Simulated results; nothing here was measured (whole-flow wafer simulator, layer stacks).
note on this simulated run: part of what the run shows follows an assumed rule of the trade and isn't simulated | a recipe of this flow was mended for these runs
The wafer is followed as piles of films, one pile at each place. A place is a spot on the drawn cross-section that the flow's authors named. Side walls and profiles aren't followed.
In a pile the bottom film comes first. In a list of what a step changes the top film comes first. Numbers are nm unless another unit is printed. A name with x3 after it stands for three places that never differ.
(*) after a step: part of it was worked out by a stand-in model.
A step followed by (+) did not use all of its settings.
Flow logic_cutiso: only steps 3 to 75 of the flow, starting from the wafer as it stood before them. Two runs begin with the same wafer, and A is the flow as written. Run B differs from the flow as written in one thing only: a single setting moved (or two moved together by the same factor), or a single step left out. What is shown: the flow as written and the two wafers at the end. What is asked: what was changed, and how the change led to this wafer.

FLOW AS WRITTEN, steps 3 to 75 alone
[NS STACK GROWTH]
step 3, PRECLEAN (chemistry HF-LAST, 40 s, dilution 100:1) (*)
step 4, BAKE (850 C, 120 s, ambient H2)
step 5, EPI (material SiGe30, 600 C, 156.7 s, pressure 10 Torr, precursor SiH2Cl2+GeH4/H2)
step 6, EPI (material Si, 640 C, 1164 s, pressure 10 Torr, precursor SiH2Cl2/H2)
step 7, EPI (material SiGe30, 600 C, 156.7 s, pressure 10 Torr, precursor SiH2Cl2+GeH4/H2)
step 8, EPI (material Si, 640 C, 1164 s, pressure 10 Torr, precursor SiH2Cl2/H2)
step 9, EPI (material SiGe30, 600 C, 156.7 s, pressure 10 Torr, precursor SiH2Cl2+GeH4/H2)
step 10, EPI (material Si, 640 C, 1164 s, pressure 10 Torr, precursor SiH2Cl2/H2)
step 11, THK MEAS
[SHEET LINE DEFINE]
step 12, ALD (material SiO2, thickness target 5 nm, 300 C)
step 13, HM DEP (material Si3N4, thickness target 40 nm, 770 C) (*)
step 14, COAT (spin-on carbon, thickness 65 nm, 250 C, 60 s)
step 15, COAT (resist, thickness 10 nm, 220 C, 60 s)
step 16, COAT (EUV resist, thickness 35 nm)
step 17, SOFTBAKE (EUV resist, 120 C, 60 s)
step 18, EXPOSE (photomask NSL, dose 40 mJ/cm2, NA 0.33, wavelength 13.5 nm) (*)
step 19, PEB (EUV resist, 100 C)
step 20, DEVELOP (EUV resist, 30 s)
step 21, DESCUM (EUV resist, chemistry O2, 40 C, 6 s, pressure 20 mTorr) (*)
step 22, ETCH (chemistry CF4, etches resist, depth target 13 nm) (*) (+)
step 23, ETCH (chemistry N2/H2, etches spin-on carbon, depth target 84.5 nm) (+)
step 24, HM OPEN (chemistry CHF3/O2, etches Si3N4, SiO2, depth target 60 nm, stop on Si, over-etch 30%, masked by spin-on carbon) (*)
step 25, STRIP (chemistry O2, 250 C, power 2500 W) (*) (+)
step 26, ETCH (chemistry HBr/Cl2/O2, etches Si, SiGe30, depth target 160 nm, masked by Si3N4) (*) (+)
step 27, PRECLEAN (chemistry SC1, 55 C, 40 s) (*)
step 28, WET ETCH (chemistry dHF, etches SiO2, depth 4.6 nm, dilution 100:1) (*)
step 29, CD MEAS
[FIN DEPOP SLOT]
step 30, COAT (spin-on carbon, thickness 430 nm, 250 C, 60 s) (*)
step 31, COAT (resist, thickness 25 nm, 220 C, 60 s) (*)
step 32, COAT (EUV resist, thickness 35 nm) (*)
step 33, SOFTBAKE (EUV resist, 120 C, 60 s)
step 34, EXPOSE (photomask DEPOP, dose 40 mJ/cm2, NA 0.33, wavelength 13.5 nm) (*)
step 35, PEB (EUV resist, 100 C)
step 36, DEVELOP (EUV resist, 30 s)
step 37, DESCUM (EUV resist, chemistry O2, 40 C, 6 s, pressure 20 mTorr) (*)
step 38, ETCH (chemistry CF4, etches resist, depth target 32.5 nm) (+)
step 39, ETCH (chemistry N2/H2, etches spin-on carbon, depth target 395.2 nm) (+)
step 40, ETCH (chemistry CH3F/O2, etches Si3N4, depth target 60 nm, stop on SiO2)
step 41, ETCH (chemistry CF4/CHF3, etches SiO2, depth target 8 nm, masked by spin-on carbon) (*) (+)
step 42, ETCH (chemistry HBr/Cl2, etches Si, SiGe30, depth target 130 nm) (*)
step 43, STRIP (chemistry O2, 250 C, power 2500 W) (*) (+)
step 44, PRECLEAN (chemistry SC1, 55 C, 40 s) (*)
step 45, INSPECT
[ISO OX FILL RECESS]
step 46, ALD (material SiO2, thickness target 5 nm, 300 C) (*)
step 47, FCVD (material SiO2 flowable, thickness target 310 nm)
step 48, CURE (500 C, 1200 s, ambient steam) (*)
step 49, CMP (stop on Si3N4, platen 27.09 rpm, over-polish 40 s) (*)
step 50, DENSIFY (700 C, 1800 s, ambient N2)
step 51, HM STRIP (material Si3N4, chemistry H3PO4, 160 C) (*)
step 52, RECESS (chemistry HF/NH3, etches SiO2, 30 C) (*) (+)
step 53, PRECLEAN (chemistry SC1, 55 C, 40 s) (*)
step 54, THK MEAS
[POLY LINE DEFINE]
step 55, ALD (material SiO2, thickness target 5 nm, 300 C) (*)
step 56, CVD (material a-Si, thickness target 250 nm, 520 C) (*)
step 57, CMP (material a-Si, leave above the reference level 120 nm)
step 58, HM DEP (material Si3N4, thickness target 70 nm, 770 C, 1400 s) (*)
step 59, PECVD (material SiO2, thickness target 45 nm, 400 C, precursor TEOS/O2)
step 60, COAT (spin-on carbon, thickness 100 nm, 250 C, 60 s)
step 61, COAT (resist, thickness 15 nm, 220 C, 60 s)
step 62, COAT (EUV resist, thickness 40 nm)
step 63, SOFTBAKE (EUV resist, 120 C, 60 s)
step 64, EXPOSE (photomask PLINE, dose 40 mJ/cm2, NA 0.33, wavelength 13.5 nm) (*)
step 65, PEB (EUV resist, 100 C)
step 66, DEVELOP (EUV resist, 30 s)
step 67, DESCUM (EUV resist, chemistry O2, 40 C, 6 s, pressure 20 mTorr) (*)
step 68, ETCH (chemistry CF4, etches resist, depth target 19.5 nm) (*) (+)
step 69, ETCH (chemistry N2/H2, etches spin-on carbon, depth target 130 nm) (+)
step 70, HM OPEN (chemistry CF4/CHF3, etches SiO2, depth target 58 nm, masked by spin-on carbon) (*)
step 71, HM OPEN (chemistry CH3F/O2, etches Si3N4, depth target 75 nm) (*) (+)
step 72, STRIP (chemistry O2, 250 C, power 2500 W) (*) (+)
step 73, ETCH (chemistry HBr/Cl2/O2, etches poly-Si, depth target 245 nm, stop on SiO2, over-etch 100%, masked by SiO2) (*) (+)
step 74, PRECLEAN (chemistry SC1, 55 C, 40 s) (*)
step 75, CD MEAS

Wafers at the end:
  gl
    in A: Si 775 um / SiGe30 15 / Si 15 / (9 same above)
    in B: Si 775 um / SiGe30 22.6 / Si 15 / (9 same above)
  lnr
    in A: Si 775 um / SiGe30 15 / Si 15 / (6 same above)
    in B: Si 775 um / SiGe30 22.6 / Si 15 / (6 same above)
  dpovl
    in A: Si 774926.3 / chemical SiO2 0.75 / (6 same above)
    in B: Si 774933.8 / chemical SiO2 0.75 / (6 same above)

What caused this: step 5, EPI: 623 C was run, though the flow has 600 C.

Step by step, how the change led to this:
  step 5, EPI (material SiGe30, 600 C, 156.7 s, pressure 10 Torr, precursor SiH2Cl2+GeH4/H2)
      depop, dpovl, gfld and 19 more: A SiGe30 gains 15 (new film) | B SiGe30 gains 22.6 (new film)
  step 26, ETCH (chemistry HBr/Cl2/O2, etches Si, SiGe30, depth target 160 nm, masked by Si3N4) (*) (+)
      dpovl, gfld, gxf, iso, isow, lnri, nsgap: A chemical SiO2 loses 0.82 (all of it), Si loses 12 (all of it), SiGe30 loses 15 (all of it), Si loses 15 (all of it), SiGe30 loses 15 (all of it), Si loses 15 (all of it), SiGe30 loses 15 (all of it), Si loses 73 | B chemical SiO2 loses 0.82 (all of it), Si loses 12 (all of it), SiGe30 loses 15 (all of it), Si loses 15 (all of it), SiGe30 loses 15 (all of it), Si loses 15 (all of it), SiGe30 loses 22.6 (all of it), Si loses 65.4
  step 42, ETCH (chemistry HBr/Cl2, etches Si, SiGe30, depth target 130 nm) (*)
      depop: A Si loses 13.8 (all of it), SiGe30 loses 15 (all of it), Si loses 15 (all of it), SiGe30 loses 15 (all of it), Si loses 15 (all of it), SiGe30 loses 15 (all of it), Si loses 41.2 | B Si loses 13.8 (all of it), SiGe30 loses 15 (all of it), Si loses 15 (all of it), SiGe30 loses 15 (all of it), Si loses 15 (all of it), SiGe30 loses 22.6 (all of it), Si loses 33.6
